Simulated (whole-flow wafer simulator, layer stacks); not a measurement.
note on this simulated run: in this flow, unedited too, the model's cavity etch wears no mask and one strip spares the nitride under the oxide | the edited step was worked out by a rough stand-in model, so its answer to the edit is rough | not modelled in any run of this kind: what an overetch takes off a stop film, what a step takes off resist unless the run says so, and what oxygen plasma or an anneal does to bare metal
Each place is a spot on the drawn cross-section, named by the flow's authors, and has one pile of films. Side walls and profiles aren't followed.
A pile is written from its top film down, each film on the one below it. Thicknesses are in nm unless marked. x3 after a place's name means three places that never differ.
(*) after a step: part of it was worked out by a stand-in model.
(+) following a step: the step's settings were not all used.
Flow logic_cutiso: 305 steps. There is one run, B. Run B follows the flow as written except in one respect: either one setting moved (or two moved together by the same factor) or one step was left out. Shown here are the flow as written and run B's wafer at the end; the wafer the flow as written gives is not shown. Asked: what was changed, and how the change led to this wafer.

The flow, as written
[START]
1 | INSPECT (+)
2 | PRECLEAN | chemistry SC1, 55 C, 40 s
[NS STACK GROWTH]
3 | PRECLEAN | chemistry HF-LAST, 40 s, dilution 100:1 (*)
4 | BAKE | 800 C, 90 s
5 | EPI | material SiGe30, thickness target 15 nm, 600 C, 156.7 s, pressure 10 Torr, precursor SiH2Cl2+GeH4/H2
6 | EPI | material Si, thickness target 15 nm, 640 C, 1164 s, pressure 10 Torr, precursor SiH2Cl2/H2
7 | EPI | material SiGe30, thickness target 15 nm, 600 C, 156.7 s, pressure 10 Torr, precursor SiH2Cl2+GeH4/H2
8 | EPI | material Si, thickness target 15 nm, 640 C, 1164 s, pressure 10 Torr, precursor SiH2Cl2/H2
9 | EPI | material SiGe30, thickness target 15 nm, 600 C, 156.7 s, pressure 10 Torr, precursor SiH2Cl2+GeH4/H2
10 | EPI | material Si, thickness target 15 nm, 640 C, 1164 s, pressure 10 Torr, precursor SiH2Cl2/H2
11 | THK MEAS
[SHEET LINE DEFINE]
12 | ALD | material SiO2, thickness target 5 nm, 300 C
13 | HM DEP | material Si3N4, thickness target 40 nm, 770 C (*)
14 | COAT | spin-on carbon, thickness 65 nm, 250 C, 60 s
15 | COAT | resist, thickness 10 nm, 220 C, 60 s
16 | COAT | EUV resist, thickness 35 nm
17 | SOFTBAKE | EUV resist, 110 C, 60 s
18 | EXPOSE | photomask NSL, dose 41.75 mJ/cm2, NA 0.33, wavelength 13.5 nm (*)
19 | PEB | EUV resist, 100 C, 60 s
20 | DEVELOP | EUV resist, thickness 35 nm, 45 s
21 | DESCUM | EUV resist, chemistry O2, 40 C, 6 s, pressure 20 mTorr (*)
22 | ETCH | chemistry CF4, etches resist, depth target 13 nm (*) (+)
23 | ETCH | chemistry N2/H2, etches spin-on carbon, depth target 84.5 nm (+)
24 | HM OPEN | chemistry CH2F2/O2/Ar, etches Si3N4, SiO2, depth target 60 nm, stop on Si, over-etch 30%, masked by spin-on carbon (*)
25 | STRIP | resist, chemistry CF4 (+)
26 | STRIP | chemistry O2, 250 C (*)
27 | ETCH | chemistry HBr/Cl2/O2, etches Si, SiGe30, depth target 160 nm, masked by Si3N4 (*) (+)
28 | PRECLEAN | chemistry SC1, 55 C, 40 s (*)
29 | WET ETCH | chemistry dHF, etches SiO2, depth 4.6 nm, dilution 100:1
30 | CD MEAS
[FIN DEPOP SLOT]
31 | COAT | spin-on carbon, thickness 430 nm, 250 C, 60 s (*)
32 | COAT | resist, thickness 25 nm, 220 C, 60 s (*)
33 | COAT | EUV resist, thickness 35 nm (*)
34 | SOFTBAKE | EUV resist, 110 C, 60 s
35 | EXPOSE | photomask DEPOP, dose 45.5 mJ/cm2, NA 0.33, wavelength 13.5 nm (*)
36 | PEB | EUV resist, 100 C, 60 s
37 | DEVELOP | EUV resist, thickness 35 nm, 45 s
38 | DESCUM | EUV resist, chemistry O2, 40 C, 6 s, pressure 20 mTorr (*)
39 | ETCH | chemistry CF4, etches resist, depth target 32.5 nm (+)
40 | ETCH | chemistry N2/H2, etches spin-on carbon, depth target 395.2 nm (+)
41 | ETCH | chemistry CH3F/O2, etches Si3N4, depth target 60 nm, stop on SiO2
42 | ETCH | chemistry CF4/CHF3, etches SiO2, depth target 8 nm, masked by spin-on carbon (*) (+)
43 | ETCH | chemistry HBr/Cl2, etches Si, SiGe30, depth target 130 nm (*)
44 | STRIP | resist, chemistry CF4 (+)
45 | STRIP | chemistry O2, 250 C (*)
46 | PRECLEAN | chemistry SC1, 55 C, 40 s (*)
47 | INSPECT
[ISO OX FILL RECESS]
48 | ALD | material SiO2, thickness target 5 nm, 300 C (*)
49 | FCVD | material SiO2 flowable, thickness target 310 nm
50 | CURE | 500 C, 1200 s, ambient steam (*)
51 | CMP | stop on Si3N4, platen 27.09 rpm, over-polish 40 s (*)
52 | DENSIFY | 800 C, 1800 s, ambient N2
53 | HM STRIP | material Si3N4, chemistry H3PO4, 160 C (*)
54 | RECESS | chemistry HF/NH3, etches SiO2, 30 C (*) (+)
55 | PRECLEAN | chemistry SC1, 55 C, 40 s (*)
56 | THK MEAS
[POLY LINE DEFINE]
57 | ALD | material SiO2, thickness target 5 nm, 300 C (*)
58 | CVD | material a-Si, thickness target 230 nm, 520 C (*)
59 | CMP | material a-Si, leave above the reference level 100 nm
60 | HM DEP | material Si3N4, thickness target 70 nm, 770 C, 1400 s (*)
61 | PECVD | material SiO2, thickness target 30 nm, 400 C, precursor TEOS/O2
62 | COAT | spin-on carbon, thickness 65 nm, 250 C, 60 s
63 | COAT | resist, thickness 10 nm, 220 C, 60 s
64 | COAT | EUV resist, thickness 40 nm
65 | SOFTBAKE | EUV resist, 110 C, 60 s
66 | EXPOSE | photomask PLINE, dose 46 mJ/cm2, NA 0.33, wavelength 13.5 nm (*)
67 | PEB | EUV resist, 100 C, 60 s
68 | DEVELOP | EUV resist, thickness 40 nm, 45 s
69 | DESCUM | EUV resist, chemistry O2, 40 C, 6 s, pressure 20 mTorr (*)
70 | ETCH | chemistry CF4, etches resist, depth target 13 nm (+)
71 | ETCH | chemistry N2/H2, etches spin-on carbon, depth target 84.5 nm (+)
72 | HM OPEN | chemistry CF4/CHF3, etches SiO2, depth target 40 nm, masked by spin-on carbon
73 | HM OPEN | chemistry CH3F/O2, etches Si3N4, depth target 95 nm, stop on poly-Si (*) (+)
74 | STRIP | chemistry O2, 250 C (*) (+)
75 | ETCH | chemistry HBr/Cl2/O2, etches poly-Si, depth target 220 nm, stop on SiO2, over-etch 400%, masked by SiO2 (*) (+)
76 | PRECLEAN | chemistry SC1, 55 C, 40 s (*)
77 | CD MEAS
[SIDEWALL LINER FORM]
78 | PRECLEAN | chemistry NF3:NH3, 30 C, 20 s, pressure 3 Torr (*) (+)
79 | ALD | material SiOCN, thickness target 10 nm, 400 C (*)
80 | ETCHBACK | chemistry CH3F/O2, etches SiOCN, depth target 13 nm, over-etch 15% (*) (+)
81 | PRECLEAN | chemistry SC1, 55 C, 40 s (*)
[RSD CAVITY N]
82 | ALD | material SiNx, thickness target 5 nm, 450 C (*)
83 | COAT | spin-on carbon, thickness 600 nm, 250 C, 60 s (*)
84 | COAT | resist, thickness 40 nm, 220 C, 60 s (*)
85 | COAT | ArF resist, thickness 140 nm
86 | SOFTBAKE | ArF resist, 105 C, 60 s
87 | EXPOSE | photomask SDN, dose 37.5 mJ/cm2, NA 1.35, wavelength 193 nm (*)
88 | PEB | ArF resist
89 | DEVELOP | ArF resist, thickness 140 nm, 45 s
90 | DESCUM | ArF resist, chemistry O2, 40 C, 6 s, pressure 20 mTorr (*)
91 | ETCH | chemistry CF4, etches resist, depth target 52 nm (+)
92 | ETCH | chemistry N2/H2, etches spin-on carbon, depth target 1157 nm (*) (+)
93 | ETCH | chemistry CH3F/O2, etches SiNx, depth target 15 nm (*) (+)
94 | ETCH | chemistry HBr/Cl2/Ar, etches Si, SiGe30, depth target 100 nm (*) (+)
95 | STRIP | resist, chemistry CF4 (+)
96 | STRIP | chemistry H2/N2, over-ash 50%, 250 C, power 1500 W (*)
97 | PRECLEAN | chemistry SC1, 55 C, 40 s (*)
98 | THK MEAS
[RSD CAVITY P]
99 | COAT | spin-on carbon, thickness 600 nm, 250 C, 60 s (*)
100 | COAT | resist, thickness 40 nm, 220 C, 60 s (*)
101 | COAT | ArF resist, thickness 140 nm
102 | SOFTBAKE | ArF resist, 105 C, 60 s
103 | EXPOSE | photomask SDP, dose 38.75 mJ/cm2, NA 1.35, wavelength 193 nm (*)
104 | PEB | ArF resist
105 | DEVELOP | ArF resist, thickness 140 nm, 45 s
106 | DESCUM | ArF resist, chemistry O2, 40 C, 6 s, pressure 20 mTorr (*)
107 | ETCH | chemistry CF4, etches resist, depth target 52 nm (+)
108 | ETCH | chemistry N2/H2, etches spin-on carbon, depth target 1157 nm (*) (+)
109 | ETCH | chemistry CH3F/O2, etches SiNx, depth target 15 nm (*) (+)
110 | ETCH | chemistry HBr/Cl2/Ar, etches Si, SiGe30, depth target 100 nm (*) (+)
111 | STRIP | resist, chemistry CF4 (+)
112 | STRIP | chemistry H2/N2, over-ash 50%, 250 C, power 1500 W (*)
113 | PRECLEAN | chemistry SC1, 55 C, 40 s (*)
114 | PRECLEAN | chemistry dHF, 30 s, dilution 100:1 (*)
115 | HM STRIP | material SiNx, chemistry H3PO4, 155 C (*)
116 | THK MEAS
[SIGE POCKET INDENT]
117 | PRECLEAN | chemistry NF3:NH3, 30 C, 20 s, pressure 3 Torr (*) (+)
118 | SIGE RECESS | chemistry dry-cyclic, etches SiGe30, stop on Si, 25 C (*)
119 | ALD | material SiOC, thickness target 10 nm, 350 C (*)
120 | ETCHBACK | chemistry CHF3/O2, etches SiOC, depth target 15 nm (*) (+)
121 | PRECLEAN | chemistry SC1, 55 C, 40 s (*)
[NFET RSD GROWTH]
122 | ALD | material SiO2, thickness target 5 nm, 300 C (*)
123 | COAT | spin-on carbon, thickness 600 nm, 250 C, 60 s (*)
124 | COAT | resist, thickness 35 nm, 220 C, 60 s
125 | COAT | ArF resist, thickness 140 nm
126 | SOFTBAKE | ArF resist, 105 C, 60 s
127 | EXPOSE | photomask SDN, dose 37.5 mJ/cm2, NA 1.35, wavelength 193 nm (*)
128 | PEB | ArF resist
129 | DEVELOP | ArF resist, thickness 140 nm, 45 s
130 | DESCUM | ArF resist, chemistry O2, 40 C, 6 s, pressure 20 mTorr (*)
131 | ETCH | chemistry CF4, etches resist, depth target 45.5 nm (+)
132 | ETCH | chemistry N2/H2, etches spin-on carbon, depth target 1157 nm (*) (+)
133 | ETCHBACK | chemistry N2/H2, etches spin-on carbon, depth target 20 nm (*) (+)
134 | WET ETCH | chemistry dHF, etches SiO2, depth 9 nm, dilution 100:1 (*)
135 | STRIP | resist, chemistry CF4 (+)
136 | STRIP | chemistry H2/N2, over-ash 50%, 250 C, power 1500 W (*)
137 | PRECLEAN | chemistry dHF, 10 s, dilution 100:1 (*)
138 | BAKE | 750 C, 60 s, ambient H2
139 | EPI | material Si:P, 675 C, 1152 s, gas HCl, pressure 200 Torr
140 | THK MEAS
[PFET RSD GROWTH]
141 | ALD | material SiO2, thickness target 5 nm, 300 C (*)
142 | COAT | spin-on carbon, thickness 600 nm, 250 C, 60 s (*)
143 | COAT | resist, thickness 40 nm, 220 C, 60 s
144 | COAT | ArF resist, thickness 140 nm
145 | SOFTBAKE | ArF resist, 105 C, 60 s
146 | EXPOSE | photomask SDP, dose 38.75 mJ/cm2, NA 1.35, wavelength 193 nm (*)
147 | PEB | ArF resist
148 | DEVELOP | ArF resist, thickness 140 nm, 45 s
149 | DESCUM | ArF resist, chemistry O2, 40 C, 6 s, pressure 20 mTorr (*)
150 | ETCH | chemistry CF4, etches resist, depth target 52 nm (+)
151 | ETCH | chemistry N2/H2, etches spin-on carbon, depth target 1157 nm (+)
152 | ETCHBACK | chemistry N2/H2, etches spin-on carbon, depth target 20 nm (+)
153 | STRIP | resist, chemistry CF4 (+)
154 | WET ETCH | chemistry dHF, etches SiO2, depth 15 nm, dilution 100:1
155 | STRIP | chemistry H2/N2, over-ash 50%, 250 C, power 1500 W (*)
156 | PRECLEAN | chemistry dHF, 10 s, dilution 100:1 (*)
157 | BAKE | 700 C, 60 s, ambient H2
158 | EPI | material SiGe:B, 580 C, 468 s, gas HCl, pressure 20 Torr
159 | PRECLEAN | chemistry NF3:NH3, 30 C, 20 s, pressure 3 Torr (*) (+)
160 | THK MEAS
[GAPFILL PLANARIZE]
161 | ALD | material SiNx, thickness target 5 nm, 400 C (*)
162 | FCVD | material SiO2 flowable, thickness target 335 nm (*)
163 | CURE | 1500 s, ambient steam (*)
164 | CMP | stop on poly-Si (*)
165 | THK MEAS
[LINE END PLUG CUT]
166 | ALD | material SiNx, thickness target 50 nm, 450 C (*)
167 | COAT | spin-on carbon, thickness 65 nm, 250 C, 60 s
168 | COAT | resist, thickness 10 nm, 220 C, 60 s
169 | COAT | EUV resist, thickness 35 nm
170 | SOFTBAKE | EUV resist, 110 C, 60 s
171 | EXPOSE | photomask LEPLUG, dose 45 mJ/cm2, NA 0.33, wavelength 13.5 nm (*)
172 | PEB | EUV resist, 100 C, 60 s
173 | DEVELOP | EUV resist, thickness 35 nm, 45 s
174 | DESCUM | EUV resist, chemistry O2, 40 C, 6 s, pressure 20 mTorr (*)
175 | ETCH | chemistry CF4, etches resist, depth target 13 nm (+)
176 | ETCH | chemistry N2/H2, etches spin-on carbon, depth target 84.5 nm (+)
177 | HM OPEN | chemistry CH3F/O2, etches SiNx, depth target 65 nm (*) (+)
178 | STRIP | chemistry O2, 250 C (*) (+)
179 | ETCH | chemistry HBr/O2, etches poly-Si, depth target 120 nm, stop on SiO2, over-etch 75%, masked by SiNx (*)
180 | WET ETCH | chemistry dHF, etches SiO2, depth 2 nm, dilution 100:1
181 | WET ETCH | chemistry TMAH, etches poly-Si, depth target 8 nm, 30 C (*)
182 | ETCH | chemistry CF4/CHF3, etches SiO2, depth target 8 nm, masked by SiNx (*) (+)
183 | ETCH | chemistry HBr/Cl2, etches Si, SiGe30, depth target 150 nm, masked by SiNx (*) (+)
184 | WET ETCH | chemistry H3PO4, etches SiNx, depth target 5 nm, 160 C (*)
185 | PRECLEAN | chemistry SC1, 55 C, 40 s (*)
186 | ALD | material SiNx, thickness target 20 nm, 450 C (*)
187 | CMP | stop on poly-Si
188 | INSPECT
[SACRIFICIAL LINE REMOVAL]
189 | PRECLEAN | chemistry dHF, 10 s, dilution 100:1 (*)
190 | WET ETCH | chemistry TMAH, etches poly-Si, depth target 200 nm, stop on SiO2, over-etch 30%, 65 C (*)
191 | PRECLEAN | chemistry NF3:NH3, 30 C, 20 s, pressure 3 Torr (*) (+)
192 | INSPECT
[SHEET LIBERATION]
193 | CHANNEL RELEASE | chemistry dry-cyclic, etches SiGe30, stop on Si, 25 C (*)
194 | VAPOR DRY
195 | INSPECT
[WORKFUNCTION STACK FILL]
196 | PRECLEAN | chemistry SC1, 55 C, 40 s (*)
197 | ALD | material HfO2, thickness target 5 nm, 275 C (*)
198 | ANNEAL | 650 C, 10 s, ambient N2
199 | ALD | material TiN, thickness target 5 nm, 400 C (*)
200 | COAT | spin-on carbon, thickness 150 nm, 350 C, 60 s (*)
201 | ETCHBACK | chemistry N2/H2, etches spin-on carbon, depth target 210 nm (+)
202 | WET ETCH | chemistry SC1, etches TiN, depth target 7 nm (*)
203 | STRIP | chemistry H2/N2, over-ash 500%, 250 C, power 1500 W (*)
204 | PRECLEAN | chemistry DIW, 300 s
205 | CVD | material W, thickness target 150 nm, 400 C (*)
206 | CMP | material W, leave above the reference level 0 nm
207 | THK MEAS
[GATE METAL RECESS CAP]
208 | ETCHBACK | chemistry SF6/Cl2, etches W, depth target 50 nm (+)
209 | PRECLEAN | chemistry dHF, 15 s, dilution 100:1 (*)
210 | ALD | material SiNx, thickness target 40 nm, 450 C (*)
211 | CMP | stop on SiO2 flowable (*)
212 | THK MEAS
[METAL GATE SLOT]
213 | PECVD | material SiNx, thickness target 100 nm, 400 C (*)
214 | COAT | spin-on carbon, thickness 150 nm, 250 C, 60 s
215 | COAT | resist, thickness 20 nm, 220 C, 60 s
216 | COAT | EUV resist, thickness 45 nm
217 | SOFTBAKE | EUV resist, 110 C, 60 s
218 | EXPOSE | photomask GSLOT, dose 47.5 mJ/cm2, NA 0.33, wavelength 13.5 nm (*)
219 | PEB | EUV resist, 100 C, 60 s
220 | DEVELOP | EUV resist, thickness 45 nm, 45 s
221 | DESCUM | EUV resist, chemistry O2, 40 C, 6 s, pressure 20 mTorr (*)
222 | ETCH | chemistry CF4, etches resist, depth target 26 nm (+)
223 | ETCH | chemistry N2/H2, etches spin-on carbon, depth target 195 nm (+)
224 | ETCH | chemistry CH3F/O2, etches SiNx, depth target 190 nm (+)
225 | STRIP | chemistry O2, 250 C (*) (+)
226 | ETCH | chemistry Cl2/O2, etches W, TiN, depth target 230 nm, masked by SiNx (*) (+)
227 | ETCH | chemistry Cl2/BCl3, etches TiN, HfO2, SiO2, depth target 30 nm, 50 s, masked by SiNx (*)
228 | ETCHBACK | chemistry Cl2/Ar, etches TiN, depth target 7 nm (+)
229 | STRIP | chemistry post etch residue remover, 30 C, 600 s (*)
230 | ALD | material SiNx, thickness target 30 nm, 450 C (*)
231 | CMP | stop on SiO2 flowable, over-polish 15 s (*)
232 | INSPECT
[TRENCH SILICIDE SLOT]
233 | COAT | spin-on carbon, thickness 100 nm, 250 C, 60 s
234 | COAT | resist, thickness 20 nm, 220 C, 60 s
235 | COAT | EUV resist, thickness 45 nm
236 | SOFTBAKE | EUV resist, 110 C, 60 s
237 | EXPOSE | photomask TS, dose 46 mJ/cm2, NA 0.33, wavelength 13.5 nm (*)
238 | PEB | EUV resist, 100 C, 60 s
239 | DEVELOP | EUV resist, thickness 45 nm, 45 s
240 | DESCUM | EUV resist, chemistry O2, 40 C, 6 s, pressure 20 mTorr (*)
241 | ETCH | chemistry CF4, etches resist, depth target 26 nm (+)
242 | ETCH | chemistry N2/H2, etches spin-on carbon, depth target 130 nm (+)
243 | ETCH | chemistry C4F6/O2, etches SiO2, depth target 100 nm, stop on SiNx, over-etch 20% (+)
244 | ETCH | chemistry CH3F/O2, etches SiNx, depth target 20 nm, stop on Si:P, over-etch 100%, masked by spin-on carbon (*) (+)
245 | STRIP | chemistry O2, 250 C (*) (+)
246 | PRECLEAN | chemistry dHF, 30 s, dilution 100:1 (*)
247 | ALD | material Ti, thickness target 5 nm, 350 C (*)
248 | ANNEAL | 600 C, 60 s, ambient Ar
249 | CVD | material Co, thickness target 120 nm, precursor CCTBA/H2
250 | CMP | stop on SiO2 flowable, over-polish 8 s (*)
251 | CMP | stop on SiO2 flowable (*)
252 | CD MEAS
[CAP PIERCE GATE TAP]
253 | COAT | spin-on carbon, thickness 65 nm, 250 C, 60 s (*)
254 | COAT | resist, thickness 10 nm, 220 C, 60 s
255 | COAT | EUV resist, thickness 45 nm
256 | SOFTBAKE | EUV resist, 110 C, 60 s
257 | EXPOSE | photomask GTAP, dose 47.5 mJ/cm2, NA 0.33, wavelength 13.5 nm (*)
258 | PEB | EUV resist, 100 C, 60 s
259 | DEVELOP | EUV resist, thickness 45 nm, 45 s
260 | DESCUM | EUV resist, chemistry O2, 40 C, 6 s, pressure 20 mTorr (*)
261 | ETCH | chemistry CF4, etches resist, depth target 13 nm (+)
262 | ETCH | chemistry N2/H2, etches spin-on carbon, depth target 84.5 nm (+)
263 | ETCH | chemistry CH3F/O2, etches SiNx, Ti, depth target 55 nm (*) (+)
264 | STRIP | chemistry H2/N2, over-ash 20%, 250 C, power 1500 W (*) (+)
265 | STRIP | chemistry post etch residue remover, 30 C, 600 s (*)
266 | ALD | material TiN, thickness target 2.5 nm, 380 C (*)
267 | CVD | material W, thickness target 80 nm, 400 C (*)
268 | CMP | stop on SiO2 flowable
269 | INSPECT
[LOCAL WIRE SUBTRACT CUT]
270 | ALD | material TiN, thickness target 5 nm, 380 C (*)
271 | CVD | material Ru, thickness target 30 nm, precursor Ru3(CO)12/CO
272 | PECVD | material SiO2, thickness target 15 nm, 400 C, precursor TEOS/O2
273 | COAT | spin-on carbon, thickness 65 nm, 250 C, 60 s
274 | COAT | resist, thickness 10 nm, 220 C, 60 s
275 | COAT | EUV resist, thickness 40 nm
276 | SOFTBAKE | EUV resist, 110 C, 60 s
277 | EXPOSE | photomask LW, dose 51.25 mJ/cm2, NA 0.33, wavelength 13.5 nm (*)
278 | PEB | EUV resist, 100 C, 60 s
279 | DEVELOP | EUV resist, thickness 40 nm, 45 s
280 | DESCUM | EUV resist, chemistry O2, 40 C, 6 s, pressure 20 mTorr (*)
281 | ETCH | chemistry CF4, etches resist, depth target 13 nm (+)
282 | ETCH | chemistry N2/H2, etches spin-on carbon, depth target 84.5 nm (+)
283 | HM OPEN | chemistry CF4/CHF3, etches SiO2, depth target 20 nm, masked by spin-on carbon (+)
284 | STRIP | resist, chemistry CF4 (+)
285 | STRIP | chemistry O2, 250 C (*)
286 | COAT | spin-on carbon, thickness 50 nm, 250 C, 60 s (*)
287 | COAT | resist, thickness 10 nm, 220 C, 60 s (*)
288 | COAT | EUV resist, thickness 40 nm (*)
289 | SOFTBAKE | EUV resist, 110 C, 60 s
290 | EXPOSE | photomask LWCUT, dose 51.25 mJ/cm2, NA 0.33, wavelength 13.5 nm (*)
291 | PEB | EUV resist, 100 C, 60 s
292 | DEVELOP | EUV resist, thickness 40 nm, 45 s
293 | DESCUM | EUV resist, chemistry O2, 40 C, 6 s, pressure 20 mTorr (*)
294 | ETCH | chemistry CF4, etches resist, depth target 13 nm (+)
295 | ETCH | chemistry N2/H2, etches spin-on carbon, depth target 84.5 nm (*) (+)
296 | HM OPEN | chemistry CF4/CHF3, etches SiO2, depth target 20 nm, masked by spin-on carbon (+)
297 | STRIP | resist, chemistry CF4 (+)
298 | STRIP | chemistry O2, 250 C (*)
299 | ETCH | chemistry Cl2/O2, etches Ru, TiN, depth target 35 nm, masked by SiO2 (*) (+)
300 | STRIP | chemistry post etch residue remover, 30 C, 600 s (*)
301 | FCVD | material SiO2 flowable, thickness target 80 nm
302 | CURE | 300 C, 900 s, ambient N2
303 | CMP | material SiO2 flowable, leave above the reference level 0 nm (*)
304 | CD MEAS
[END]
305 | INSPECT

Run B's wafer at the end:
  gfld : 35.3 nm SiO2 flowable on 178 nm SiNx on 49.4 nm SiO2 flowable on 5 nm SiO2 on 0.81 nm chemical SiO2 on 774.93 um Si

What caused this: step 227, ETCH: depth target 19.5 nm was run, though the flow has depth target 30 nm; step 227, ETCH: 32.5 s was run, where the flow has 50 s.

The path from the change to this, step by step:
  227 | ETCH | chemistry Cl2/BCl3, etches TiN, HfO2, SiO2, depth target 30 nm, 50 s, masked by SiNx (*)
      depop, dpovl, gl and 18 more: SiNx loses 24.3 (in the flow as written it would be: SiNx loses 37.4)
      gfld: HfO2 loses 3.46 (all of it), SiO2 flowable loses 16 (in the flow as written it would be: HfO2 loses 3.46 (all of it), SiO2 flowable loses 26.5)
  231 | CMP | stop on SiO2 flowable, over-polish 15 s (*)
      depop, dpovl, gfld and 10 more: SiNx loses 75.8 (in the flow as written it would be: SiNx loses 62.7)
      lnr, lnri, lnrp, lnrt: SiNx loses 74.1 (all of it), SiOCN loses 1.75 (in the flow as written it would be: SiNx loses 61 (all of it), SiOCN loses 1.75)
      (and at 5 other places as well)
